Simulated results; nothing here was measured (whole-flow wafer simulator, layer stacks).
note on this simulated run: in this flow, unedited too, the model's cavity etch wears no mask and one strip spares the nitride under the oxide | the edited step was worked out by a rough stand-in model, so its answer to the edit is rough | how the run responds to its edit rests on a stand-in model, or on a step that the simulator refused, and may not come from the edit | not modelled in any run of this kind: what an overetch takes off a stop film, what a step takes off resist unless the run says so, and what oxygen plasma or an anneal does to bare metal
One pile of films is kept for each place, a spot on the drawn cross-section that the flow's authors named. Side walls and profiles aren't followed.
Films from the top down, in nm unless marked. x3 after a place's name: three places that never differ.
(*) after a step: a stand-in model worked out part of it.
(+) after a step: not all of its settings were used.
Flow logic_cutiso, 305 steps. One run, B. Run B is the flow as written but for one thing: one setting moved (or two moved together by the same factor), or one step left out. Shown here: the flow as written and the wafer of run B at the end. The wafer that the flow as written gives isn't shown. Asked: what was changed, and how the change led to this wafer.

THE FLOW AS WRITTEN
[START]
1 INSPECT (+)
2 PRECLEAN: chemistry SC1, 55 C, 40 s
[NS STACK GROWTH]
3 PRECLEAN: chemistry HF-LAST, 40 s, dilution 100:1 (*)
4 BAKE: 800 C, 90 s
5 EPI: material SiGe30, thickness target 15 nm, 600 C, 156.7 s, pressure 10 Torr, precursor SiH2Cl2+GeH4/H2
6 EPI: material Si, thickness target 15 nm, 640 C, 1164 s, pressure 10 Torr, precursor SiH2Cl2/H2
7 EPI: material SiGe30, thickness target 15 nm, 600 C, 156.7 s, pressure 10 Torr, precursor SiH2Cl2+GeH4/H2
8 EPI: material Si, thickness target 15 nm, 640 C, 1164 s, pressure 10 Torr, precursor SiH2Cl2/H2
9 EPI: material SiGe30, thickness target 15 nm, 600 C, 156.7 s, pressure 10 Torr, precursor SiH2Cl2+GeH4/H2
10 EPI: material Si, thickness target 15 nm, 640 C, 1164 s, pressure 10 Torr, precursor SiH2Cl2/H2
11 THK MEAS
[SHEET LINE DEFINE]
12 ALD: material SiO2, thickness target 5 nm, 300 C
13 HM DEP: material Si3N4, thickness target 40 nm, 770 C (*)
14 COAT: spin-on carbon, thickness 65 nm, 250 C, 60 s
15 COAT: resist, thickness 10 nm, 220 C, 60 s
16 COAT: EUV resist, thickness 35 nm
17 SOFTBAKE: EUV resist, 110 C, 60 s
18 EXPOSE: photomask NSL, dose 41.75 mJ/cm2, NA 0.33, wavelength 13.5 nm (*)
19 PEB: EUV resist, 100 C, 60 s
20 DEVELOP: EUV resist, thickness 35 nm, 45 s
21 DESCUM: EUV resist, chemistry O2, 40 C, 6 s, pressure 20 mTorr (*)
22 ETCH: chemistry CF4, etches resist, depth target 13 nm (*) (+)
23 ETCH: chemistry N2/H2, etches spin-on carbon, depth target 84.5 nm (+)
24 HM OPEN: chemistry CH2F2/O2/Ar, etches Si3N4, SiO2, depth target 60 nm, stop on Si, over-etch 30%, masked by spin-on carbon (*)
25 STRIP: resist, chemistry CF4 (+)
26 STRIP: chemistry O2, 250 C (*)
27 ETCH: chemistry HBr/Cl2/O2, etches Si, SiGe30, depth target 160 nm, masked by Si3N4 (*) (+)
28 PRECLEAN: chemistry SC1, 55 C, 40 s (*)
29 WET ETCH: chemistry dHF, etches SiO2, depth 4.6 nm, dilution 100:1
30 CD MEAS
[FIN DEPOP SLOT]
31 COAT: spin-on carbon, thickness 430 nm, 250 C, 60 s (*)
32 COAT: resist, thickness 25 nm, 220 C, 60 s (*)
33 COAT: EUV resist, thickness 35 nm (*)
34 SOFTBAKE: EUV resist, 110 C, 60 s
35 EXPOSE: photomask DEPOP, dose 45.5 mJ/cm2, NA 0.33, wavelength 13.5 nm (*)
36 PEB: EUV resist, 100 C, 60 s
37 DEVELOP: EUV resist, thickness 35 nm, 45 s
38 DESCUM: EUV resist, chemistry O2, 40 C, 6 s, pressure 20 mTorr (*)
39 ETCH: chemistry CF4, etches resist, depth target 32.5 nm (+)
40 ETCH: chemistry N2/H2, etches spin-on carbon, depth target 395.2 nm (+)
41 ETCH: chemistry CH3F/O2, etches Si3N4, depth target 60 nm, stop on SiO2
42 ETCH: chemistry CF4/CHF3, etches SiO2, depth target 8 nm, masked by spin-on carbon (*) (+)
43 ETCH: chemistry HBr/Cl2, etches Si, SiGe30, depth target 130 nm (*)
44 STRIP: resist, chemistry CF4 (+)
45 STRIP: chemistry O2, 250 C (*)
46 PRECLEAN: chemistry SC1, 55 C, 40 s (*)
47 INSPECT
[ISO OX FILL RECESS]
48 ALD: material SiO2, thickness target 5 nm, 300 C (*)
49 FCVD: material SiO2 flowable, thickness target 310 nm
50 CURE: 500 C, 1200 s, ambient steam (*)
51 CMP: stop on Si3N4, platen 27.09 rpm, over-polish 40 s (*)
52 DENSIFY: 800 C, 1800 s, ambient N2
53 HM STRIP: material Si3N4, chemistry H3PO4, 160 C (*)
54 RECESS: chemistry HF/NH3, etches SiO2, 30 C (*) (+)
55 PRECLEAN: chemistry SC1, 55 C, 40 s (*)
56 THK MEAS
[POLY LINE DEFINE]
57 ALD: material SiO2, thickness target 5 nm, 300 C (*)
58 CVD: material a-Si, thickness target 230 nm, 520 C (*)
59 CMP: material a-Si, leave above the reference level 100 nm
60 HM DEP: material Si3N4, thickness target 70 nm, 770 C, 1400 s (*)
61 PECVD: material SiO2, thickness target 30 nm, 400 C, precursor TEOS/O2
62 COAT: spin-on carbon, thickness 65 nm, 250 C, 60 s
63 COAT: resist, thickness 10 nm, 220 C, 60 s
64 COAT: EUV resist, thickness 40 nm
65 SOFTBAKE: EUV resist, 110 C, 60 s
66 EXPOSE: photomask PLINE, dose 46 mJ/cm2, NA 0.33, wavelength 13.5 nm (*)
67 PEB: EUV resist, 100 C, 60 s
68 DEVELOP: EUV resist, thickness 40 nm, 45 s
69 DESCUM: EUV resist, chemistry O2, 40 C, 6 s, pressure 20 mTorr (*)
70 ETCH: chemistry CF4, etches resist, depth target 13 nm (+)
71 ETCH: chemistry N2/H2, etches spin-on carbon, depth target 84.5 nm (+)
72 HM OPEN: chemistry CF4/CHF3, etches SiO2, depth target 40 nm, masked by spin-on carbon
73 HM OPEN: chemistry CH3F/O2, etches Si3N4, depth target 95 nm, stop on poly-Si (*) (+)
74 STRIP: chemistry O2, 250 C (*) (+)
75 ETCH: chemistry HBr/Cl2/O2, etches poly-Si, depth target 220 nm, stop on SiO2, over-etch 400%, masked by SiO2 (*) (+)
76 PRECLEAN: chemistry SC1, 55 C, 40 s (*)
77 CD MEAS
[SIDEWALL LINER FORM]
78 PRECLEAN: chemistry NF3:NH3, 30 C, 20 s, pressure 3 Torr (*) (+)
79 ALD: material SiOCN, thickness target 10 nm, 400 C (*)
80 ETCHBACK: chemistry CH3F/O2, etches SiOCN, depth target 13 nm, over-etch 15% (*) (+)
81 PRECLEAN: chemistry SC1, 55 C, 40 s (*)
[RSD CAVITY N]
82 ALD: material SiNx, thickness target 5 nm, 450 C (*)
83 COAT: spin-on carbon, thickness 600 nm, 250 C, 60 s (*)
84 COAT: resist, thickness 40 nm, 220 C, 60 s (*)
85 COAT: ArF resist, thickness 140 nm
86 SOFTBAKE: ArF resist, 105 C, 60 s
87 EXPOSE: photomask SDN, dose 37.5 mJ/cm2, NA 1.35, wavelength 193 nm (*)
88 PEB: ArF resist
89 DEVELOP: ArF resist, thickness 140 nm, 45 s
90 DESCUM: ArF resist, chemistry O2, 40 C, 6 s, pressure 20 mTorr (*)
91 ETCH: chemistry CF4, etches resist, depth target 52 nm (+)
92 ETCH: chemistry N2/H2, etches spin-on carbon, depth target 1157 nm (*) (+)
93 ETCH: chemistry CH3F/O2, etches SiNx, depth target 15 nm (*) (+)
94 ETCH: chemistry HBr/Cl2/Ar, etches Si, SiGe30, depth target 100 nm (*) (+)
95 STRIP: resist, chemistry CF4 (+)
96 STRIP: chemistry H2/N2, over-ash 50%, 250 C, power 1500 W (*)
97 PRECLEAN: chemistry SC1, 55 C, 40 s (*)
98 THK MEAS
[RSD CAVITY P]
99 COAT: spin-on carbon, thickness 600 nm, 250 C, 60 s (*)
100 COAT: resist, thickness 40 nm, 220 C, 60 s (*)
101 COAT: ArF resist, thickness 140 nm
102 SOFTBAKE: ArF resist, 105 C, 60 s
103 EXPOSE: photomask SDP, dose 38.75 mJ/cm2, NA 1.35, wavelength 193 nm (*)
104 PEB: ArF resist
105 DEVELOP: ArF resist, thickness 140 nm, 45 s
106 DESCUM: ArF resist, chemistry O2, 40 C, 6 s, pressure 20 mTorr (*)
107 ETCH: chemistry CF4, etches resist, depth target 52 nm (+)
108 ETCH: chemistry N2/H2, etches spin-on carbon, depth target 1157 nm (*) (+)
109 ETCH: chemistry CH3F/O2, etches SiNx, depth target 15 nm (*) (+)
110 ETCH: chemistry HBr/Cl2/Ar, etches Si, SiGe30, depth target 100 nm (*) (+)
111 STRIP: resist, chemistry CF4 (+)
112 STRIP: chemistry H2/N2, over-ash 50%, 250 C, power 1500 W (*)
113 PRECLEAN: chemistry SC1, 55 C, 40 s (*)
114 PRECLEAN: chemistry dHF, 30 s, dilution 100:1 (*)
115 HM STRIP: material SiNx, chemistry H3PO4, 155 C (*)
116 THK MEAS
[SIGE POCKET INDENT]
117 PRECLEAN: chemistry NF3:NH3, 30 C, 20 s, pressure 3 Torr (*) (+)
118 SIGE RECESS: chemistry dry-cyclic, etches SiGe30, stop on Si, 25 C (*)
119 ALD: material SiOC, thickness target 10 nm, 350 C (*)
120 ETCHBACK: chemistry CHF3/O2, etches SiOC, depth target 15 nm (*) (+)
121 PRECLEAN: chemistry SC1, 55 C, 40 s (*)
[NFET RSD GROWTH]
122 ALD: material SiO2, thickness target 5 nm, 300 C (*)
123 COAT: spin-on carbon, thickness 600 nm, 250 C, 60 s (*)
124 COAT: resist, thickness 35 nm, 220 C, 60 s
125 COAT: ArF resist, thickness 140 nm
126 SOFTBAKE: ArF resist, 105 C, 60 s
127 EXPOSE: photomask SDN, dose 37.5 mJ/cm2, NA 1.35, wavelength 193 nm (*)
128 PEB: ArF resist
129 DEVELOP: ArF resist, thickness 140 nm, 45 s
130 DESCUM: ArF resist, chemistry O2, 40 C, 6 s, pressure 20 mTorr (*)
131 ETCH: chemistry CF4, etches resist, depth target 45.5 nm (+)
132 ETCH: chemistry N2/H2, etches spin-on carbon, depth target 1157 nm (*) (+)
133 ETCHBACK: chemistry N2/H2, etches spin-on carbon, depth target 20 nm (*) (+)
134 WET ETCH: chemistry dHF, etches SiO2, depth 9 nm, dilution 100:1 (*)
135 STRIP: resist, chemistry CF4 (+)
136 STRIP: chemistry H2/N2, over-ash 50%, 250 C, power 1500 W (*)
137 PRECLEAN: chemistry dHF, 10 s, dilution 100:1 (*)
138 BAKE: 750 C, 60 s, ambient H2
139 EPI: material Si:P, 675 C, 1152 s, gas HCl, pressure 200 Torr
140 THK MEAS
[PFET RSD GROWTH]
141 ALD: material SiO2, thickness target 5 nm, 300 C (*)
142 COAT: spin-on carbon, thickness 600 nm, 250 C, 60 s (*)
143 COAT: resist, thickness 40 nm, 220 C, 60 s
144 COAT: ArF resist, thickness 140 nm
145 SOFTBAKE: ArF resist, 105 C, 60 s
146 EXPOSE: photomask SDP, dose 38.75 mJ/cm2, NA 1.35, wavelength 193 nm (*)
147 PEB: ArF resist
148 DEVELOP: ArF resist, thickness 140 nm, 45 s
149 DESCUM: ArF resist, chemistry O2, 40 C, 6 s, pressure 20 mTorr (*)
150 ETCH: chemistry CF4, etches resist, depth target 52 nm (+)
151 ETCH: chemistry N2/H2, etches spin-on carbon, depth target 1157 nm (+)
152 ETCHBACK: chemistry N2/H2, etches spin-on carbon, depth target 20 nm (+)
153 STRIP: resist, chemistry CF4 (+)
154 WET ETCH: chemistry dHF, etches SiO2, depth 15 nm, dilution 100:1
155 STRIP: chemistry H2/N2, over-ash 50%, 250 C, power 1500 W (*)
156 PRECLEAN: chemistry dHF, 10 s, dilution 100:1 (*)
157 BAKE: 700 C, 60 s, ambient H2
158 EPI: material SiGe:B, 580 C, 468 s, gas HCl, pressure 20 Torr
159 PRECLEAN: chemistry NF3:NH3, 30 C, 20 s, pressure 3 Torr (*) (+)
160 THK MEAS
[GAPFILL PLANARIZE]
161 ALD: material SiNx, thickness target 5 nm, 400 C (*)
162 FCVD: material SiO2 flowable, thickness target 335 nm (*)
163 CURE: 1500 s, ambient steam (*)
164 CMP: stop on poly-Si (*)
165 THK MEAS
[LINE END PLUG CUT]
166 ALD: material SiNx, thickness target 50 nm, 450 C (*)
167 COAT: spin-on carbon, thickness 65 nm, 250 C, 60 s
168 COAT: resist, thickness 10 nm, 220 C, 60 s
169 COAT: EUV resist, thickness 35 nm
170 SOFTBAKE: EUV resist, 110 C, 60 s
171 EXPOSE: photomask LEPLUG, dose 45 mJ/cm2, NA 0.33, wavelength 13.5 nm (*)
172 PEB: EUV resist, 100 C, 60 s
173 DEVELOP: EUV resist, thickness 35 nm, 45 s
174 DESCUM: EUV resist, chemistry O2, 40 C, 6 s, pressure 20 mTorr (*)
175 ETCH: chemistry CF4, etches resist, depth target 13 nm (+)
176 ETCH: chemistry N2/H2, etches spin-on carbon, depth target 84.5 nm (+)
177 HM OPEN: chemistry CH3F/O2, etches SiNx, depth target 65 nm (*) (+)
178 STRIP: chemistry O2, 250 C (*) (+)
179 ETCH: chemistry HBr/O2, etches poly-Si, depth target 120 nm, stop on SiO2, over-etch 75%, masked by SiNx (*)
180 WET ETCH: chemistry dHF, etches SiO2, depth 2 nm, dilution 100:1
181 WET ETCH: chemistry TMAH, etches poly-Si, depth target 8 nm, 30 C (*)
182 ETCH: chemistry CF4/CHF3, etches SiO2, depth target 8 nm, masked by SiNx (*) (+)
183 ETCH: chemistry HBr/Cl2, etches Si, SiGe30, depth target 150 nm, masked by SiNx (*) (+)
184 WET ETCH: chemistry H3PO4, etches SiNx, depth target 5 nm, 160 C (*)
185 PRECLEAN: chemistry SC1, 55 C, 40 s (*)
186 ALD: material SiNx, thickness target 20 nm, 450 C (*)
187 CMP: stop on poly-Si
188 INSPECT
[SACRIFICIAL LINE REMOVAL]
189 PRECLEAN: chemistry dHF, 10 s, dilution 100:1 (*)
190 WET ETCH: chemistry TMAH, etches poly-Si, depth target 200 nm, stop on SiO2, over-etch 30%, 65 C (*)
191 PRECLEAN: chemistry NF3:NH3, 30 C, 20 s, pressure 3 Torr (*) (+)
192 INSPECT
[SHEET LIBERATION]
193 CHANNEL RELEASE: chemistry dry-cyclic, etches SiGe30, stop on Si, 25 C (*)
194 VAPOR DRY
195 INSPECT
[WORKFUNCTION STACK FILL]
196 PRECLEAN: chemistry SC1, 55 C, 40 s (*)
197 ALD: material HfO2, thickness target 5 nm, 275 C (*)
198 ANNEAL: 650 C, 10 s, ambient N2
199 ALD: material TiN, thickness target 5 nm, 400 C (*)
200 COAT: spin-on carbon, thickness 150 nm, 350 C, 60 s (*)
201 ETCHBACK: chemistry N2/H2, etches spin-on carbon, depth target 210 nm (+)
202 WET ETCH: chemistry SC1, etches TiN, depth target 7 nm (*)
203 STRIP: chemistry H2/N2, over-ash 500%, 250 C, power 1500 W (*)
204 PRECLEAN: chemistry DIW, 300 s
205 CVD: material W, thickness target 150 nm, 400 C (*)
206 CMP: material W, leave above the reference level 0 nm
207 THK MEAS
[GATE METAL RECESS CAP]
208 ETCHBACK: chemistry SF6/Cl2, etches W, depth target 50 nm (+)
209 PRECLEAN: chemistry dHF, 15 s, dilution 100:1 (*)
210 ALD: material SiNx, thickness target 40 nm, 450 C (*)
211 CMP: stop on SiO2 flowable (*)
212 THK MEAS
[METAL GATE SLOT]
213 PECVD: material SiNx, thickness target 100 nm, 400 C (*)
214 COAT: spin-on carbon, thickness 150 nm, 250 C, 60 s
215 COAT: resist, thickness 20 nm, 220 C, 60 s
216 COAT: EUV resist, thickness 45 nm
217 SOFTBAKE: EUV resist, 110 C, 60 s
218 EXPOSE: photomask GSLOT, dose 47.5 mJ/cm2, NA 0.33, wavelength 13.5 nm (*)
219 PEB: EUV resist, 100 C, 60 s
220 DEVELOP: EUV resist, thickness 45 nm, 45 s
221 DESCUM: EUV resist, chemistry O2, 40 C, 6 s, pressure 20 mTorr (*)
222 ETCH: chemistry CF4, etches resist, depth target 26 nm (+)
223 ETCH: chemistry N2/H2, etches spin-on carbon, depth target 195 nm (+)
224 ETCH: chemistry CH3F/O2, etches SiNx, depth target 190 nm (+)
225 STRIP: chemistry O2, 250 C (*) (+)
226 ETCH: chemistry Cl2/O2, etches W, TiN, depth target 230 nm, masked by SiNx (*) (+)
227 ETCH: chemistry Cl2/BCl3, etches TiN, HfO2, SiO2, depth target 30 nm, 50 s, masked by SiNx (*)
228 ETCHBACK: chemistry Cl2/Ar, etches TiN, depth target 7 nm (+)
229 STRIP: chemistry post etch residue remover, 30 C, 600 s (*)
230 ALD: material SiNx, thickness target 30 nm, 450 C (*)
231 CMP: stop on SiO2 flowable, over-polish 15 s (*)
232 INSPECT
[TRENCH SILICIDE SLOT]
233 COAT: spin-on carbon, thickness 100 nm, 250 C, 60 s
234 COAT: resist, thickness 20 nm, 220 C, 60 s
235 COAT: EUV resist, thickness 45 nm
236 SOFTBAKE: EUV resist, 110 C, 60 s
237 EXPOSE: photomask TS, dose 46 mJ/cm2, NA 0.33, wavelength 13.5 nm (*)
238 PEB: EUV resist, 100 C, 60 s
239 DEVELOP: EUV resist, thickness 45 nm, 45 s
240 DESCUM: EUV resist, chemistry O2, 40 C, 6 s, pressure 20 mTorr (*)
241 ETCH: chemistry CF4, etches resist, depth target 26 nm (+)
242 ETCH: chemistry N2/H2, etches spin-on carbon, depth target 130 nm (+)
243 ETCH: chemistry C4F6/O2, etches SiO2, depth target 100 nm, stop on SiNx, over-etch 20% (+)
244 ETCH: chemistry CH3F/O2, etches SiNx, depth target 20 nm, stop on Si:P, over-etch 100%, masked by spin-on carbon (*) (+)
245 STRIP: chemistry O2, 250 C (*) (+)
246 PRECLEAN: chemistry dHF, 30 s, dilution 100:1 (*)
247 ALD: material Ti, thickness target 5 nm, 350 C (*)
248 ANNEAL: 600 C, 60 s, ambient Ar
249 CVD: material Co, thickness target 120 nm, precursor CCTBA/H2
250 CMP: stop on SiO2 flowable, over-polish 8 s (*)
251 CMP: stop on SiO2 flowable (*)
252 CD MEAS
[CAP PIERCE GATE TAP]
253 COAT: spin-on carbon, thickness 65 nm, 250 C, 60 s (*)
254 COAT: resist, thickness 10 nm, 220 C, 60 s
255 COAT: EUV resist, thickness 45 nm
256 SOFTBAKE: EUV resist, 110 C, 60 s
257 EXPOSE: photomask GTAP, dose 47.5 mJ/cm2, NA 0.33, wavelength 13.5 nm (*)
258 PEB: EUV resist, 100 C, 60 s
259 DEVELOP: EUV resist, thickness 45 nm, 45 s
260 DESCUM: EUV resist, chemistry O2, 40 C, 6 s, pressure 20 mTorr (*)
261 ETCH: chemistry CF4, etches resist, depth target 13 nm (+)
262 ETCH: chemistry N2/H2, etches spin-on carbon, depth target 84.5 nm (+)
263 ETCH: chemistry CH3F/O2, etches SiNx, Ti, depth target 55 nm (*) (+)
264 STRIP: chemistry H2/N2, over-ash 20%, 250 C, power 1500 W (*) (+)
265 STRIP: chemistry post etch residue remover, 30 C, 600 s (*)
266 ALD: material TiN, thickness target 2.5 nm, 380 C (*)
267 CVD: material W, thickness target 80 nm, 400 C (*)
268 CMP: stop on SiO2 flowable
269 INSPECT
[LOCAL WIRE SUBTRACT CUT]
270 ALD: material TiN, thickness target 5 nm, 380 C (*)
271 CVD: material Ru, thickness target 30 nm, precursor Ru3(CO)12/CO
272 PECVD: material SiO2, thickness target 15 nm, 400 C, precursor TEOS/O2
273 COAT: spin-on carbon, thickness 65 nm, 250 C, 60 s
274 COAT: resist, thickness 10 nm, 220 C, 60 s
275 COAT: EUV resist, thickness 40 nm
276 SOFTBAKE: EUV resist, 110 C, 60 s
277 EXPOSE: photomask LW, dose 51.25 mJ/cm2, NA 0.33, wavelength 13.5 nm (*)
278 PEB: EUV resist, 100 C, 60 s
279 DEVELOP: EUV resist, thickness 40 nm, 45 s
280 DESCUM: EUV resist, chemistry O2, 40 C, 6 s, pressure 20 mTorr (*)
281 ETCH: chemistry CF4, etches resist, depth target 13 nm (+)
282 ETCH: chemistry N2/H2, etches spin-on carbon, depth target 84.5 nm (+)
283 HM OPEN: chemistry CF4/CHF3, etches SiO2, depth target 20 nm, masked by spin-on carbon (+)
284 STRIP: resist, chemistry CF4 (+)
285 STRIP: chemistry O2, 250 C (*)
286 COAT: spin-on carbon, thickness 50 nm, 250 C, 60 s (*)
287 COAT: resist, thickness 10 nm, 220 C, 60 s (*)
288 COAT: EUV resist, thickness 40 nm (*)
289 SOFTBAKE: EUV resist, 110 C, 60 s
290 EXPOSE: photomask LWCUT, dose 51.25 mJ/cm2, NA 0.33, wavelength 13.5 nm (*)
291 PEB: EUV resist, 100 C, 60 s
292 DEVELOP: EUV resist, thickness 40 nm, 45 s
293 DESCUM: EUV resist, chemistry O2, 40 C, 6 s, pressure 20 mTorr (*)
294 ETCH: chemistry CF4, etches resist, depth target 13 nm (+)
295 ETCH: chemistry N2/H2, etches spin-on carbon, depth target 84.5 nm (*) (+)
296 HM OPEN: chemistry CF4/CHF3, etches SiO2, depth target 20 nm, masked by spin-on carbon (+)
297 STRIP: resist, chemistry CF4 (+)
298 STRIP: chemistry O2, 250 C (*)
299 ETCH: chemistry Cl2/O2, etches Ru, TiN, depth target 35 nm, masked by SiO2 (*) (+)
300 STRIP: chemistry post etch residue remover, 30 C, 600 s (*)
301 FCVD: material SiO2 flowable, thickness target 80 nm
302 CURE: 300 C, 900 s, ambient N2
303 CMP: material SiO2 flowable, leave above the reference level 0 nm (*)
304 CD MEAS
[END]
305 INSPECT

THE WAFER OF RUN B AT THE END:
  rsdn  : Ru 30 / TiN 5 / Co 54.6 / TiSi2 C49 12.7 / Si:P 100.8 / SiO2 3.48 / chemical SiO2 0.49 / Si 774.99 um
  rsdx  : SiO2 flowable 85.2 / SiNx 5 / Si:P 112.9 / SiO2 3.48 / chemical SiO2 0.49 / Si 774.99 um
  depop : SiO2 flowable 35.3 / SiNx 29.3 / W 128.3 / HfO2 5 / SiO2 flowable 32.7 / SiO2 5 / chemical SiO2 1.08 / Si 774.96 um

The cause: step 132, ETCH: depth target 462.8 nm was run, where the flow has depth target 1157 nm.

How the change led to this, step by step:
  132 ETCH: chemistry N2/H2, etches spin-on carbon, depth target 1157 nm (*) (+)
      gl, tap: spin-on carbon -462.8 (as written it would be: spin-on carbon -501.7 (all of it), SiO2 -5 (all of it), Si3N4 -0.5)
      lnr, lnrt: spin-on carbon -462.8 (as written it would be: spin-on carbon -496.5 (all of it), SiO2 -5 (all of it), SiOCN -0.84)
      (and at 18 more places)
  133 ETCHBACK: chemistry N2/H2, etches spin-on carbon, depth target 20 nm (*) (+)
      gl, tap: spin-on carbon -20 (as written it would be: Si3N4 -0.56)
      lnr, lnrt: spin-on carbon -20 (as written it would be: SiOCN -0.83)
      (and at 3 more places)
  134 WET ETCH: chemistry dHF, etches SiO2, depth 9 nm, dilution 100:1 (*)
      lnr, lnrt: nothing (as written it would be: SiOCN -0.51)
      rsdn, rsdx: nothing (as written it would be: SiO2 -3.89 (all of it), chemical SiO2 -0.49 (all of it))
  135 STRIP: resist, chemistry CF4 (+)
      lnr, lnrt: nothing (as written it would be: SiOCN -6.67)
      gl: nothing (as written it would be: Si3N4 -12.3)
      (and at 17 more places)
  136 STRIP: chemistry H2/N2, over-ash 50%, 250 C, power 1500 W (*)
      gl, tap: spin-on carbon -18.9 (all of it) (as written it would be: nothing)
      lnr, lnrt: spin-on carbon -13.7 (all of it) (as written it would be: nothing)
      (and at 3 more places)
  137 PRECLEAN: chemistry dHF, 10 s, dilution 100:1 (*)
      gl, gxn, tap: SiO2 -1.52 (as written it would be: Si3N4 -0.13)
      lnr, lnrt: SiO2 -1.52 (as written it would be: SiOCN -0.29)
      (and at 2 more places)
  139 EPI: material Si:P, 675 C, 1152 s, gas HCl, pressure 200 Torr
      rsdn, rsdx: Si:P +112.9 (new film) (as written it would be: Si:P +116.9 (new film))
  141 ALD: material SiO2, thickness target 5 nm, 300 C (*)
      gl, lnr, lnrt, tap: SiO2 +5 (as written it would be: SiO2 +5 (new film))
      gxn: SiO2 +5 (as written it would be: SiO2 +10.1 (new film))
  159 PRECLEAN: chemistry NF3:NH3, 30 C, 20 s, pressure 3 Torr (*) (+)
      gl, tap: SiO2 -6.96 (all of it) (as written it would be: SiO2 -3.48 (all of it), Si3N4 -0.3)
      lnr, lnrt: SiO2 -6.96 (all of it), SiOCN -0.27 (as written it would be: SiO2 -3.48 (all of it), SiOCN -0.39)
  162 FCVD: material SiO2 flowable, thickness target 335 nm (*)
      gl: SiO2 flowable +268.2 (new film) (as written it would be: SiO2 flowable +278.2 (new film))
      gxn: SiO2 flowable +266.3 (new film) (as written it would be: SiO2 flowable +272 (new film))
      (and at 1 more place)
  164 CMP: stop on poly-Si (*)
      gl, tap: SiO2 flowable -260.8 (all of it), SiNx -5 (all of it), Si3N4 -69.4 (all of it) (as written it would be: SiO2 flowable -270.7 (all of it), SiNx -5 (all of it), Si3N4 -55.3 (all of it))
      lnr, lnrt: SiO2 flowable -255.8 (all of it), SiNx -5 (all of it), SiOCN -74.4 (as written it would be: SiO2 flowable -260.9 (all of it), SiNx -5 (all of it), SiOCN -65.1)
      (and at 1 more place)
